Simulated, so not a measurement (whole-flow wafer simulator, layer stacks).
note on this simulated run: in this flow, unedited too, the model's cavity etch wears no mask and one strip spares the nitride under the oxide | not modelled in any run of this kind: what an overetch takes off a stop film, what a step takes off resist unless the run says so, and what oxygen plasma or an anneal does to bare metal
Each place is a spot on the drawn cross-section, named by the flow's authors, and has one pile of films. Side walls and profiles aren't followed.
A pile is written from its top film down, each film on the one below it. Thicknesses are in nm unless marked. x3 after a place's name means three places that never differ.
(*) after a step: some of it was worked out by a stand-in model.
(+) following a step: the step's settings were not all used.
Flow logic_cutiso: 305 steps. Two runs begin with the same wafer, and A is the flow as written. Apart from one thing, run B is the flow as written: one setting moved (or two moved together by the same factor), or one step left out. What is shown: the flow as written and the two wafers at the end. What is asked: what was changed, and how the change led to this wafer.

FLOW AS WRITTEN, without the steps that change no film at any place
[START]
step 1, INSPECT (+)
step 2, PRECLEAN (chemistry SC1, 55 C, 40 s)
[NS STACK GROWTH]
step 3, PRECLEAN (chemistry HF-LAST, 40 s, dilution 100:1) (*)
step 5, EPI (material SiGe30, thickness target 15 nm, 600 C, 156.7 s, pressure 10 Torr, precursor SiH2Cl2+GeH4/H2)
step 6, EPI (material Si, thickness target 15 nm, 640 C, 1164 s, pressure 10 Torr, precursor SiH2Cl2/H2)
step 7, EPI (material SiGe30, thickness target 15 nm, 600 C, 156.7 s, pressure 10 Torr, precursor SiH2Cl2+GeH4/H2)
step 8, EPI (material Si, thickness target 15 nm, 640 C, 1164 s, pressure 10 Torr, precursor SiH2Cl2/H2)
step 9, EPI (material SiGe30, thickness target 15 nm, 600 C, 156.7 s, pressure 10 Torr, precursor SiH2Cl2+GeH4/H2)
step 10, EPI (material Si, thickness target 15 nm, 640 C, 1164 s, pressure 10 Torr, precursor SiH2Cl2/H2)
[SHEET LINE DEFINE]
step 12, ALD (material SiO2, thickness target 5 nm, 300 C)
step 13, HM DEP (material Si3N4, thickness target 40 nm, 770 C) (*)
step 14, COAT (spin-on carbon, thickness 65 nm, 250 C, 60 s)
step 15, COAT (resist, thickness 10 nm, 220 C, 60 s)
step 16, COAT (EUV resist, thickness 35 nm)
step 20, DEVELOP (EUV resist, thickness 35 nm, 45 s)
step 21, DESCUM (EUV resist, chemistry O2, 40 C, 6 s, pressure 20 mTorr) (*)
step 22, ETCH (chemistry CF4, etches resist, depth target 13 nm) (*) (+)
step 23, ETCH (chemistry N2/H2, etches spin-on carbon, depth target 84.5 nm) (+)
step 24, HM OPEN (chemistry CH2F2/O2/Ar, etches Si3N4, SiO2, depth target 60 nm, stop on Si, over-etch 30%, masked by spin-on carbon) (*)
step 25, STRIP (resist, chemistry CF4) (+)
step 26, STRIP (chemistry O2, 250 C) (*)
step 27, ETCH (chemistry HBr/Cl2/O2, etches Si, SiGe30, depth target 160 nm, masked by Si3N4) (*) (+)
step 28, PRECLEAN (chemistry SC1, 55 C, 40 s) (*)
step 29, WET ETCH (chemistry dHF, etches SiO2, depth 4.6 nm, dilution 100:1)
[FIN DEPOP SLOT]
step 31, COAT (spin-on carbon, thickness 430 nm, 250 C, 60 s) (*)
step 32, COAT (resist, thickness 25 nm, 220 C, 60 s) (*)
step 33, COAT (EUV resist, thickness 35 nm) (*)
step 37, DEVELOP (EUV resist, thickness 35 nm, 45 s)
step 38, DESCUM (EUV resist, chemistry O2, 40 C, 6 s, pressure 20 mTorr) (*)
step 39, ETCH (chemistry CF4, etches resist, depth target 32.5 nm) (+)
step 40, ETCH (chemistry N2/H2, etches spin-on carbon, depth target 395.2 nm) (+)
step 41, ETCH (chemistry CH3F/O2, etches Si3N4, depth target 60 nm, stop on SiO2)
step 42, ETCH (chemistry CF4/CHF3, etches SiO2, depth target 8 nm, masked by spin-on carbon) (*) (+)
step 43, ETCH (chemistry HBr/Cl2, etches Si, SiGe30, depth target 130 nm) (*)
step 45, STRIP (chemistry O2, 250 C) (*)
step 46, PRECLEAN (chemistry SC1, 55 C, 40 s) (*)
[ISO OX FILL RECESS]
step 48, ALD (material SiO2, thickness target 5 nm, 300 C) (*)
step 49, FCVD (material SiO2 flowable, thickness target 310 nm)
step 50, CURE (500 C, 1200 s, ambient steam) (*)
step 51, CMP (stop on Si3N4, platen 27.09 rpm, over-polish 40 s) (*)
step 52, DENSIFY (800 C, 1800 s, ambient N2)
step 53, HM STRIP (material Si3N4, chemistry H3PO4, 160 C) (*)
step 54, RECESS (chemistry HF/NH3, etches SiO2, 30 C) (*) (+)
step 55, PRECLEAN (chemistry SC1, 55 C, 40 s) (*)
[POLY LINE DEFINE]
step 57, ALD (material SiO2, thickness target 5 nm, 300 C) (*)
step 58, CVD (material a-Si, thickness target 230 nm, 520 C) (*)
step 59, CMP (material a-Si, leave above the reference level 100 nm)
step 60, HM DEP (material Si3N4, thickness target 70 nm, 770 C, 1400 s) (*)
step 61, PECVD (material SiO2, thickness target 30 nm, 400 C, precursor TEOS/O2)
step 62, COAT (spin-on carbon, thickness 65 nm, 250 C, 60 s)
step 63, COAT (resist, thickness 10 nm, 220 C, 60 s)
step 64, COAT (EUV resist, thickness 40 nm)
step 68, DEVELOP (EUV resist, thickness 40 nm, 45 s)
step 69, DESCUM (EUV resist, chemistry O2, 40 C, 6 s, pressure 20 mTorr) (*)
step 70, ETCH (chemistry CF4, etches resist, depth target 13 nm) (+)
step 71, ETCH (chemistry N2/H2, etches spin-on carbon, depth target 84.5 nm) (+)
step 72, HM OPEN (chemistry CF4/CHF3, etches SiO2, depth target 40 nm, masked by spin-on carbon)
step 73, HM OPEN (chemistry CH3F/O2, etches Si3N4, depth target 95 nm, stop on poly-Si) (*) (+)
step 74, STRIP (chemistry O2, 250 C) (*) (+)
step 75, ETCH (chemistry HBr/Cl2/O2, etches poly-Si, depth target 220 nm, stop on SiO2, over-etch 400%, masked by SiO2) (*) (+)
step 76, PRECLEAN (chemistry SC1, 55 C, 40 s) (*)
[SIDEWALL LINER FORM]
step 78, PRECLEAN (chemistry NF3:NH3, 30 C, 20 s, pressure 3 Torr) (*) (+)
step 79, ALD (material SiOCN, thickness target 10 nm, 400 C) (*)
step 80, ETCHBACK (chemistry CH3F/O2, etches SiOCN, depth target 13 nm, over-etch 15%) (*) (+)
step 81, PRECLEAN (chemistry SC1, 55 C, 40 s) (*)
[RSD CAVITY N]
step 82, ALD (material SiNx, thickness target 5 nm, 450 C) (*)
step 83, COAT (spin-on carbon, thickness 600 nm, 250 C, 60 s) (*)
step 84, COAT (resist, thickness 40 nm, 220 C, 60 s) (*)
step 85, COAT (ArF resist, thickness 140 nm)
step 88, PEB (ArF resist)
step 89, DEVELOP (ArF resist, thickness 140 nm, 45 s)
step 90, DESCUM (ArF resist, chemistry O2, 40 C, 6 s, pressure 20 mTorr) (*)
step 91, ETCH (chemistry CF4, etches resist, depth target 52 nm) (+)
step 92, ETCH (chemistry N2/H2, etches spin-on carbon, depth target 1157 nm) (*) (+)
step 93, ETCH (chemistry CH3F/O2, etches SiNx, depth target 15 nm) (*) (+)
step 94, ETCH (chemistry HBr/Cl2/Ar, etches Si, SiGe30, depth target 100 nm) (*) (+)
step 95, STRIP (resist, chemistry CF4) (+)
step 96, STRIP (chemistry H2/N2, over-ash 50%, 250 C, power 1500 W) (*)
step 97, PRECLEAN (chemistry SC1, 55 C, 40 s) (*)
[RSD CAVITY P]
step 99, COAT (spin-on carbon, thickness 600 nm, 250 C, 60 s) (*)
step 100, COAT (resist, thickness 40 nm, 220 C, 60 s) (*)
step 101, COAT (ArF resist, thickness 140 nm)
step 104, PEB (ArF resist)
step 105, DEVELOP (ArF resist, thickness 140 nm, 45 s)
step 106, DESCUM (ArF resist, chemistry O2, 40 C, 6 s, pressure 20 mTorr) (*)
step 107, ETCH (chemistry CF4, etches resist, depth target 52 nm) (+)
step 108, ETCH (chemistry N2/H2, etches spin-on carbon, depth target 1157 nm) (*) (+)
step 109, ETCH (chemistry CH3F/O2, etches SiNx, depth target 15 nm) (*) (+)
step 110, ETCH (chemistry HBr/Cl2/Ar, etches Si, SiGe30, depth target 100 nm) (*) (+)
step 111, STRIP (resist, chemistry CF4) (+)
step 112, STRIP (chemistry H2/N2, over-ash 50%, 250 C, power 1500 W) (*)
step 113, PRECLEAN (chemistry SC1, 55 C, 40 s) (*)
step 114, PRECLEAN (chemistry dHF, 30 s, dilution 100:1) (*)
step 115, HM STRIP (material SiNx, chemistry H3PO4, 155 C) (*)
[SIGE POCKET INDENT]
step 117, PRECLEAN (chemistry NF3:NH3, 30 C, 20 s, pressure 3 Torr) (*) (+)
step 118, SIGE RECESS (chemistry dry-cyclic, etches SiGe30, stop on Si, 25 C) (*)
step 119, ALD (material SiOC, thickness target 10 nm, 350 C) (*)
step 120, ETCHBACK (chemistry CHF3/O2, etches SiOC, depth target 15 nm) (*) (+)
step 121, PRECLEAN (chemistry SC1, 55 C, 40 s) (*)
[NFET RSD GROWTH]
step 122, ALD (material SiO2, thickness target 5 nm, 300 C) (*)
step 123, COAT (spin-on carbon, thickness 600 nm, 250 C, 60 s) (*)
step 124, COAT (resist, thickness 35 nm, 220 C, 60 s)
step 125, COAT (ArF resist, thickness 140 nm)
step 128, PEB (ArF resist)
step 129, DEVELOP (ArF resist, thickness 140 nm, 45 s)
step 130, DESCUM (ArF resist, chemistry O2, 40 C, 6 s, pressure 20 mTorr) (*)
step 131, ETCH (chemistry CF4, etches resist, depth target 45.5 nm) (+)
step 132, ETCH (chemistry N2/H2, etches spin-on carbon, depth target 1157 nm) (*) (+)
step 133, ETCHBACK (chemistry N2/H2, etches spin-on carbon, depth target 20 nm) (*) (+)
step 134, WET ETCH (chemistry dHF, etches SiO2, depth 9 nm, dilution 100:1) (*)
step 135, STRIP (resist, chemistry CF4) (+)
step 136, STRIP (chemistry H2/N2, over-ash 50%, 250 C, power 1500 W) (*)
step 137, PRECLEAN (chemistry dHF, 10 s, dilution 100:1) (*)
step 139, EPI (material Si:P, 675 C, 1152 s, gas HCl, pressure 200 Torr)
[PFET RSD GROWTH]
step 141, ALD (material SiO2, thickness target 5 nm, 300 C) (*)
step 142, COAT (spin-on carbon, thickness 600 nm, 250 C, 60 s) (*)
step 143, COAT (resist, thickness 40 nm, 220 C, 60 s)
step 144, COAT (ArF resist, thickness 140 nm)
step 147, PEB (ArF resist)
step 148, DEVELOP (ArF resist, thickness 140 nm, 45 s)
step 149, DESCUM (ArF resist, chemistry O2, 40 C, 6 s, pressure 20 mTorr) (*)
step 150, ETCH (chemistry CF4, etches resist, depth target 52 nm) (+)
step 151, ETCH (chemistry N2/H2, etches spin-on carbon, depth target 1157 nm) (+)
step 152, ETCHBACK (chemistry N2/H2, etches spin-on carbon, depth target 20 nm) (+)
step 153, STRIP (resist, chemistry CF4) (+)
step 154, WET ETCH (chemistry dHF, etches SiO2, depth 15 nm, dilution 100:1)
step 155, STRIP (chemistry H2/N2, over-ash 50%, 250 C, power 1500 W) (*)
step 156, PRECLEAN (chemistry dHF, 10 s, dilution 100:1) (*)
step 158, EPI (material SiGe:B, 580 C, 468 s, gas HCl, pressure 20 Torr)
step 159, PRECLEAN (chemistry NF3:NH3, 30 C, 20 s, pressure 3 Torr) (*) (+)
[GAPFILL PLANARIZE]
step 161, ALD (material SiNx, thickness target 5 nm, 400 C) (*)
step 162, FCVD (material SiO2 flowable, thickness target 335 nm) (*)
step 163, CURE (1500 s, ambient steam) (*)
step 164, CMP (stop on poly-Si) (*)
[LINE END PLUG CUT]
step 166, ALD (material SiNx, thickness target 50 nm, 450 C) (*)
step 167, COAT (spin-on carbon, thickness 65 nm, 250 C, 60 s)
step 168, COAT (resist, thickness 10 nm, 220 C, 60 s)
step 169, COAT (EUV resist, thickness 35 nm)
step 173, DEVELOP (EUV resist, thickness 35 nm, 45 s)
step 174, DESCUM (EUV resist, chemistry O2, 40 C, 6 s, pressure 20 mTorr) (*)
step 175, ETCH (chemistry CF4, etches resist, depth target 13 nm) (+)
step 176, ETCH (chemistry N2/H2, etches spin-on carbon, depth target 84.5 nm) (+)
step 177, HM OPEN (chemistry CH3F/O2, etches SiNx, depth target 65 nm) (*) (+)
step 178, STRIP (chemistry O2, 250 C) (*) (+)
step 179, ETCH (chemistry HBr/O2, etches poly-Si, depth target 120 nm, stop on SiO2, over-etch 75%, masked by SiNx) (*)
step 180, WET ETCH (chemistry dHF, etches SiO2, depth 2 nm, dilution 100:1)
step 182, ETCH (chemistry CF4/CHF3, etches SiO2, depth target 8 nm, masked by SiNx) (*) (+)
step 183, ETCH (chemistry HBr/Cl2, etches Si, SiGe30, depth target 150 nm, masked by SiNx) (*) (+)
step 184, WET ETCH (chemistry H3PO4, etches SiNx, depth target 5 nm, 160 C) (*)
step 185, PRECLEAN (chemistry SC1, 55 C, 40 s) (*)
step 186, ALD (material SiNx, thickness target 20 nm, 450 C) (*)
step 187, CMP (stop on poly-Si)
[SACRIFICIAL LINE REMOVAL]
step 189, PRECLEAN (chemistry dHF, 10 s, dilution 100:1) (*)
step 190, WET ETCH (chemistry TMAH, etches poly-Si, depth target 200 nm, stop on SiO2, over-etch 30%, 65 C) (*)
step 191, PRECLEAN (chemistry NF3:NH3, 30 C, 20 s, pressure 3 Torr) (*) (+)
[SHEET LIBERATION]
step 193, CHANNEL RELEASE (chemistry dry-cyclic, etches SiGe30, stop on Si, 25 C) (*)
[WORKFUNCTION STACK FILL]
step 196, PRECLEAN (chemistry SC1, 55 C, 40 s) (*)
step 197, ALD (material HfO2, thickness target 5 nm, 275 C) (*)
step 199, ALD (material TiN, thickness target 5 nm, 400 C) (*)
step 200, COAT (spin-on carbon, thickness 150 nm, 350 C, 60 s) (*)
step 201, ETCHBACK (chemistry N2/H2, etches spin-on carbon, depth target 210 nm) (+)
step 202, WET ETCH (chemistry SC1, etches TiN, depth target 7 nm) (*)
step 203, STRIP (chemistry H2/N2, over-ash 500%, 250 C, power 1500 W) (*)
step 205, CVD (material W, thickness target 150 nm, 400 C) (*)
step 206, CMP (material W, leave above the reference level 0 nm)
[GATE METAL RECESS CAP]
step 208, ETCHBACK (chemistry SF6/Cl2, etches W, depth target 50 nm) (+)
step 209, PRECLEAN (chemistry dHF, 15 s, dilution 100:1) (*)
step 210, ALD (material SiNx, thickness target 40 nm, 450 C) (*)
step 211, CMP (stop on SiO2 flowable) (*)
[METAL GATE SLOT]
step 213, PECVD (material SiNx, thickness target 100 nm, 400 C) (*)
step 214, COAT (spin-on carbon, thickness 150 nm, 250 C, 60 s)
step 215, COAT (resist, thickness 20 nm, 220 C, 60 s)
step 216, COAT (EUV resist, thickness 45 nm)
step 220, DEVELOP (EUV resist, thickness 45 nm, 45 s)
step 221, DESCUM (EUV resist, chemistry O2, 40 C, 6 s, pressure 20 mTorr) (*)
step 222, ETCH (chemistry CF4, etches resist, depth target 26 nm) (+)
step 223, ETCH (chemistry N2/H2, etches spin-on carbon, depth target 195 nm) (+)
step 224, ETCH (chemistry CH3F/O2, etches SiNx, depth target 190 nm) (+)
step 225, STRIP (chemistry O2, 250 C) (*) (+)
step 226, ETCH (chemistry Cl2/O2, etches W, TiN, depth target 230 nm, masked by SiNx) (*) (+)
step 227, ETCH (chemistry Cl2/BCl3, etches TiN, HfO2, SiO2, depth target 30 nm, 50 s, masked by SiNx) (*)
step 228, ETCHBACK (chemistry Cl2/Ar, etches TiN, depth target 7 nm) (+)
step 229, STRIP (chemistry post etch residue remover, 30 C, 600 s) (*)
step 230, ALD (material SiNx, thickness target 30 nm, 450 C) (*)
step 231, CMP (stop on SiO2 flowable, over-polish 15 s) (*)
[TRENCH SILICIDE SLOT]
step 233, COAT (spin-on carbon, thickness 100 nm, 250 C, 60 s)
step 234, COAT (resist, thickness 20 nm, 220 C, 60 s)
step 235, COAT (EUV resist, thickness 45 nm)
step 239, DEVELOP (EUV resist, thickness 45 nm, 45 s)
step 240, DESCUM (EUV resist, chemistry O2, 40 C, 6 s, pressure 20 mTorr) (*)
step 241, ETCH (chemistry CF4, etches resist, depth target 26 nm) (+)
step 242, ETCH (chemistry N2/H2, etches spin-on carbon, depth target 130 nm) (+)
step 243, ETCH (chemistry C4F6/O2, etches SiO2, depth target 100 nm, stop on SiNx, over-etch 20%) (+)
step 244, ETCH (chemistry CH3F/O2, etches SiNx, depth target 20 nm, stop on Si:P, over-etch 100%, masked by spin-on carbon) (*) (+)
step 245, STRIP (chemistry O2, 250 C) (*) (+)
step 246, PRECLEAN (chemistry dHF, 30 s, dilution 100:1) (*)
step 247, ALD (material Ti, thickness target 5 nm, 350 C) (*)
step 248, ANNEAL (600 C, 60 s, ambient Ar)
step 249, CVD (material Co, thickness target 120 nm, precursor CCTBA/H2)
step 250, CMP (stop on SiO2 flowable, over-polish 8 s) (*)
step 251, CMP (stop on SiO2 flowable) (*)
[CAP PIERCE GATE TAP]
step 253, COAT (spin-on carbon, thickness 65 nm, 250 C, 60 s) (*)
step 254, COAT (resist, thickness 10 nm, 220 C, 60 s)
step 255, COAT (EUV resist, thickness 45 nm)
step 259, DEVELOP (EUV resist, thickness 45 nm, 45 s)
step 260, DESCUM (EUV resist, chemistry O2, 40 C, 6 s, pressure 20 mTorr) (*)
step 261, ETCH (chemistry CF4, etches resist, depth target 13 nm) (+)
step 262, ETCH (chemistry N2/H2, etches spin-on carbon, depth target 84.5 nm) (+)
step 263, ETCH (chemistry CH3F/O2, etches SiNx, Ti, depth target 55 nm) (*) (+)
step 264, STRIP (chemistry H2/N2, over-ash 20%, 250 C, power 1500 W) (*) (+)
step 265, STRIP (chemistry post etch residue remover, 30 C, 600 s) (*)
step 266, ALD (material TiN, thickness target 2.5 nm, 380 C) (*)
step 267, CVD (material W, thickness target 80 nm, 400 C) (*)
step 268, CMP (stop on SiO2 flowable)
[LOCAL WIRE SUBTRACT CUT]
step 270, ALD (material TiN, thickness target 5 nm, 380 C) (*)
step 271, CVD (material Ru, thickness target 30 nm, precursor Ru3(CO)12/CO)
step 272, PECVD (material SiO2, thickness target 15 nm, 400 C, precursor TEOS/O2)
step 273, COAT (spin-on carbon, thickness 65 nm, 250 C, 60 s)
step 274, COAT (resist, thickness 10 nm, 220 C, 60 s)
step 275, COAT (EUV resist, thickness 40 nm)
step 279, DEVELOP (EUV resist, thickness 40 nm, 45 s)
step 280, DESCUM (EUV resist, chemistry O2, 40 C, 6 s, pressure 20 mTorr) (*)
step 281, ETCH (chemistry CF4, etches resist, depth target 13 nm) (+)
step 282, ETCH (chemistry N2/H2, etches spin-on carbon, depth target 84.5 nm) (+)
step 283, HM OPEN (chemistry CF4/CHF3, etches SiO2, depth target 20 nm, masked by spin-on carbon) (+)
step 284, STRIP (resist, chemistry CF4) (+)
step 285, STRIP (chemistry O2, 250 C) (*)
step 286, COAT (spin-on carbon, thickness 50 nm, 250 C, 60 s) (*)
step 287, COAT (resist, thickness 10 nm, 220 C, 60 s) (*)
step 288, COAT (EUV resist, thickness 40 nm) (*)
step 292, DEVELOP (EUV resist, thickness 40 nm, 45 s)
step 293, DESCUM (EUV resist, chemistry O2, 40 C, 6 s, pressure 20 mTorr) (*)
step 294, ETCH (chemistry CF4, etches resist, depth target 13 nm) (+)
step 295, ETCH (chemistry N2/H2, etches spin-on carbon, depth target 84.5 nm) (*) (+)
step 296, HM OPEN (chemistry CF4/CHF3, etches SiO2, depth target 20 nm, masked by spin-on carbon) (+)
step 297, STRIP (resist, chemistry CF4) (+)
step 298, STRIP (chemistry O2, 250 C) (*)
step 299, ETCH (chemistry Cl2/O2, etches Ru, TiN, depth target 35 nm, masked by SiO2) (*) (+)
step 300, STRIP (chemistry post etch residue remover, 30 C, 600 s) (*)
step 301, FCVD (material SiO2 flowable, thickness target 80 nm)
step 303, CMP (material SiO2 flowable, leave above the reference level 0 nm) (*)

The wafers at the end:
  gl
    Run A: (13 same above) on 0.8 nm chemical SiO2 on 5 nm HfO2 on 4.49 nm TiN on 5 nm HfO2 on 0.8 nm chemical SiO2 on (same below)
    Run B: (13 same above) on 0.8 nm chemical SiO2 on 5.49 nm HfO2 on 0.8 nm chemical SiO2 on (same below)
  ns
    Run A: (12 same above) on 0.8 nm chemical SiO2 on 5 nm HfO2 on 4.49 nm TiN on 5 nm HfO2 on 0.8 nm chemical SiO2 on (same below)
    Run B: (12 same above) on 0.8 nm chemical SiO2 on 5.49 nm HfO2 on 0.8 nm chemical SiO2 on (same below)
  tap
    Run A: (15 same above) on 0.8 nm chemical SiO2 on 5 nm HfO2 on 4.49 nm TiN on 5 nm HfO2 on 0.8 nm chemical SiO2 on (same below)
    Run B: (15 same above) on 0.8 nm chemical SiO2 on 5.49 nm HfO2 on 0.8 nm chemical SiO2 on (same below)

The reason: step 7, EPI: 62.7 s was run, while the flow as written has 156.7 s.

How this came from the change, step by step:
  step 7, EPI (material SiGe30, thickness target 15 nm, 600 C, 156.7 s, pressure 10 Torr, precursor SiH2Cl2+GeH4/H2)
      depop, dpovl, gfld and 19 more: A +15 SiGe30 (new film) | B +6 SiGe30 (new film)
  step 27, ETCH (chemistry HBr/Cl2/O2, etches Si, SiGe30, depth target 160 nm, masked by Si3N4) (*) (+)
      gfld, gxf, iso, lnri: A -0.79 chemical SiO2 (all of it), -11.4 Si (all of it), -15 SiGe30 (all of it), -15 Si (all of it), -15 SiGe30 (all of it), -15 Si (all of it), -15 SiGe30 (all of it), -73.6 Si | B -0.79 chemical SiO2 (all of it), -11.4 Si (all of it), -15 SiGe30 (all of it), -15 Si (all of it), -6 SiGe30 (all of it), -15 Si (all of it), -15 SiGe30 (all of it), -82.6 Si
      dpovl, nsgap: A -0.79 chemical SiO2 (all of it), -11.8 Si (all of it), -15 SiGe30 (all of it), -15 Si (all of it), -15 SiGe30 (all of it), -15 Si (all of it), -15 SiGe30 (all of it), -73.2 Si | B -0.79 chemical SiO2 (all of it), -11.8 Si (all of it), -15 SiGe30 (all of it), -15 Si (all of it), -6 SiGe30 (all of it), -15 Si (all of it), -15 SiGe30 (all of it), -82.2 Si
      (also at 1 further place)
  step 43, ETCH (chemistry HBr/Cl2, etches Si, SiGe30, depth target 130 nm) (*)
      depop: A -14 Si (all of it), -15 SiGe30 (all of it), -15 Si (all of it), -15 SiGe30 (all of it), -15 Si (all of it), -15 SiGe30 (all of it), -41 Si | B -14 Si (all of it), -15 SiGe30 (all of it), -15 Si (all of it), -6 SiGe30 (all of it), -15 Si (all of it), -15 SiGe30 (all of it), -50 Si
  step 94, ETCH (chemistry HBr/Cl2/Ar, etches Si, SiGe30, depth target 100 nm) (*) (+)
      rsdn, rsdx: A -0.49 chemical SiO2 (all of it), -12.8 Si (all of it), -15 SiGe30 (all of it), -15 Si (all of it), -15 SiGe30 (all of it), -15 Si (all of it), -15 SiGe30 (all of it), -12.2 Si | B -0.49 chemical SiO2 (all of it), -12.8 Si (all of it), -15 SiGe30 (all of it), -15 Si (all of it), -6 SiGe30 (all of it), -15 Si (all of it), -15 SiGe30 (all of it), -21.2 Si
  step 110, ETCH (chemistry HBr/Cl2/Ar, etches Si, SiGe30, depth target 100 nm) (*) (+)
      rsdp, rsdw: A -0.49 chemical SiO2 (all of it), -12.8 Si (all of it), -15 SiGe30 (all of it), -15 Si (all of it), -15 SiGe30 (all of it), -15 Si (all of it), -15 SiGe30 (all of it), -12.2 Si | B -0.49 chemical SiO2 (all of it), -12.8 Si (all of it), -15 SiGe30 (all of it), -15 Si (all of it), -6 SiGe30 (all of it), -15 Si (all of it), -15 SiGe30 (all of it), -21.2 Si
  step 118, SIGE RECESS (chemistry dry-cyclic, etches SiGe30, stop on Si, 25 C) (*)
      lnr, lnrp, lnrt: A -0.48 SiOCN, -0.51 Si, +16 cavity (new film), -15 SiGe30 (all of it), -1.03 Si, +16 cavity (new film), -15 SiGe30 (all of it), -1.03 Si, +16 cavity (new film), -15 SiGe30 (all of it), -0.51 Si | B -0.48 SiOCN, -0.51 Si, +16 cavity (new film), -15 SiGe30 (all of it), -1.03 Si, +7.03 cavity (new film), -6 SiGe30 (all of it), -1.03 Si, +16 cavity (new film), -15 SiGe30 (all of it), -0.51 Si
  step 119, ALD (material SiOC, thickness target 10 nm, 350 C) (*)
      lnr, lnrp, lnrt: A +10 SiOC (new film), +16 SiOC (new film), -16 cavity (all of it), +16 SiOC (new film), -16 cavity (all of it), +16 SiOC (new film), -16 cavity (all of it) | B +10 SiOC (new film), +16 SiOC (new film), -16 cavity (all of it), +7.03 SiOC (new film), -7.03 cavity (all of it), +16 SiOC (new film), -16 cavity (all of it)
  step 183, ETCH (chemistry HBr/Cl2, etches Si, SiGe30, depth target 150 nm, masked by SiNx) (*) (+)
      plug: A -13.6 Si (all of it), -15 SiGe30 (all of it), -15 Si (all of it), -15 SiGe30 (all of it), -15 Si (all of it), -15 SiGe30 (all of it), -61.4 Si | B -13.6 Si (all of it), -15 SiGe30 (all of it), -15 Si (all of it), -6 SiGe30 (all of it), -15 Si (all of it), -15 SiGe30 (all of it), -70.4 Si
  step 193, CHANNEL RELEASE (chemistry dry-cyclic, etches SiGe30, stop on Si, 25 C) (*)
      gl, glp, gxn, gxp, ns, tap: A +0.8 chemical SiO2 (new film), -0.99 Si, +0.8 chemical SiO2 (new film), +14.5 cavity (new film), +0.8 chemical SiO2 (new film), -15 SiGe30 (all of it), -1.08 Si, +0.8 chemical SiO2 (new film), +14.5 cavity (new film), +0.8 chemical SiO2 (new film), -15 SiGe30 (all of it), -1.08 Si, +0.8 chemical SiO2 (new film), +14.5 cavity (new film), +0.8 chemical SiO2 (new film), -15 SiGe30 (all of it), -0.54 Si | B +0.8 chemical SiO2 (new film), -0.99 Si, +0.8 chemical SiO2 (new film), +14.5 cavity (new film), +0.8 chemical SiO2 (new film), -15 SiGe30 (all of it), -1.08 Si, +0.8 chemical SiO2 (new film), +5.49 cavity (new film), +0.8 chemical SiO2 (new film), -6 SiGe30 (all of it), -1.08 Si, +0.8 chemical SiO2 (new film), +14.5 cavity (new film), +0.8 chemical SiO2 (new film), -15 SiGe30 (all of it), -0.54 Si
  step 197, ALD (material HfO2, thickness target 5 nm, 275 C) (*)
      gl, glp, gxn, gxp, ns, tap: A +5 HfO2 (new film), +5 HfO2 (new film), -10 cavity, +5 HfO2 (new film), +5 HfO2 (new film), -10 cavity, +5 HfO2 (new film), +5 HfO2 (new film), -10 cavity, +5 HfO2 (new film) | B +5 HfO2 (new film), +5 HfO2 (new film), -10 cavity, +5 HfO2 (new film), +5.49 HfO2 (new film), -5.49 cavity (all of it), +5 HfO2 (new film), -10 cavity, +5 HfO2 (new film)
  step 199, ALD (material TiN, thickness target 5 nm, 400 C) (*)
      gl, glp, tap: A +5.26 TiN (new film), +4.49 TiN (new film), -4.49 cavity (all of it), +4.49 TiN (new film), -4.49 cavity (all of it), +4.49 TiN (new film), -4.49 cavity (all of it) | B +5.26 TiN (new film), +4.49 TiN (new film), -4.49 cavity (all of it), +4.49 TiN (new film), -4.49 cavity (all of it)
      gxn, gxp, ns: A +5 TiN (new film), +4.49 TiN (new film), -4.49 cavity (all of it), +4.49 TiN (new film), -4.49 cavity (all of it), +4.49 TiN (new film), -4.49 cavity (all of it) | B +5 TiN (new film), +4.49 TiN (new film), -4.49 cavity (all of it), +4.49 TiN (new film), -4.49 cavity (all of it)
If metal films that touch count as one body, gl has 3 bodies (between them, from the top down: HfO2 5 / chemical SiO2 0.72 / Si 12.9 / chemical SiO2 0.8 / HfO2 5; HfO2 5 / chemical SiO2 0.8 / Si 13.9 / chemical SiO2 0.8 / HfO2 5.49 / chemical SiO2 0.8 / Si 13.9 / chemical SiO2 0.8 / HfO2 5); the flow as written gives 4 bodies (between them, from the top down: HfO2 5 / chemical SiO2 0.72 / Si 12.9 / chemical SiO2 0.8 / HfO2 5; HfO2 5 / chemical SiO2 0.8 / Si 13.9 / chemical SiO2 0.8 / HfO2 5; HfO2 5 / chemical SiO2 0.8 / Si 13.9 / chemical SiO2 0.8 / HfO2 5).
If metal films that touch count as one body, ns has 3 bodies (between them, from the top down: HfO2 5 / chemical SiO2 0.72 / Si 12.9 / chemical SiO2 0.8 / HfO2 5; HfO2 5 / chemical SiO2 0.8 / Si 13.9 / chemical SiO2 0.8 / HfO2 5.49 / chemical SiO2 0.8 / Si 13.9 / chemical SiO2 0.8 / HfO2 5); the flow as written gives 4 bodies (between them, from the top down: HfO2 5 / chemical SiO2 0.72 / Si 12.9 / chemical SiO2 0.8 / HfO2 5; HfO2 5 / chemical SiO2 0.8 / Si 13.9 / chemical SiO2 0.8 / HfO2 5; HfO2 5 / chemical SiO2 0.8 / Si 13.9 / chemical SiO2 0.8 / HfO2 5).
If metal films that touch count as one body, tap has 3 bodies (between them, from the top down: HfO2 5 / chemical SiO2 0.72 / Si 12.9 / chemical SiO2 0.8 / HfO2 5; HfO2 5 / chemical SiO2 0.8 / Si 13.9 / chemical SiO2 0.8 / HfO2 5.49 / chemical SiO2 0.8 / Si 13.9 / chemical SiO2 0.8 / HfO2 5); the flow as written gives 4 bodies (between them, from the top down: HfO2 5 / chemical SiO2 0.72 / Si 12.9 / chemical SiO2 0.8 / HfO2 5; HfO2 5 / chemical SiO2 0.8 / Si 13.9 / chemical SiO2 0.8 / HfO2 5; HfO2 5 / chemical SiO2 0.8 / Si 13.9 / chemical SiO2 0.8 / HfO2 5).
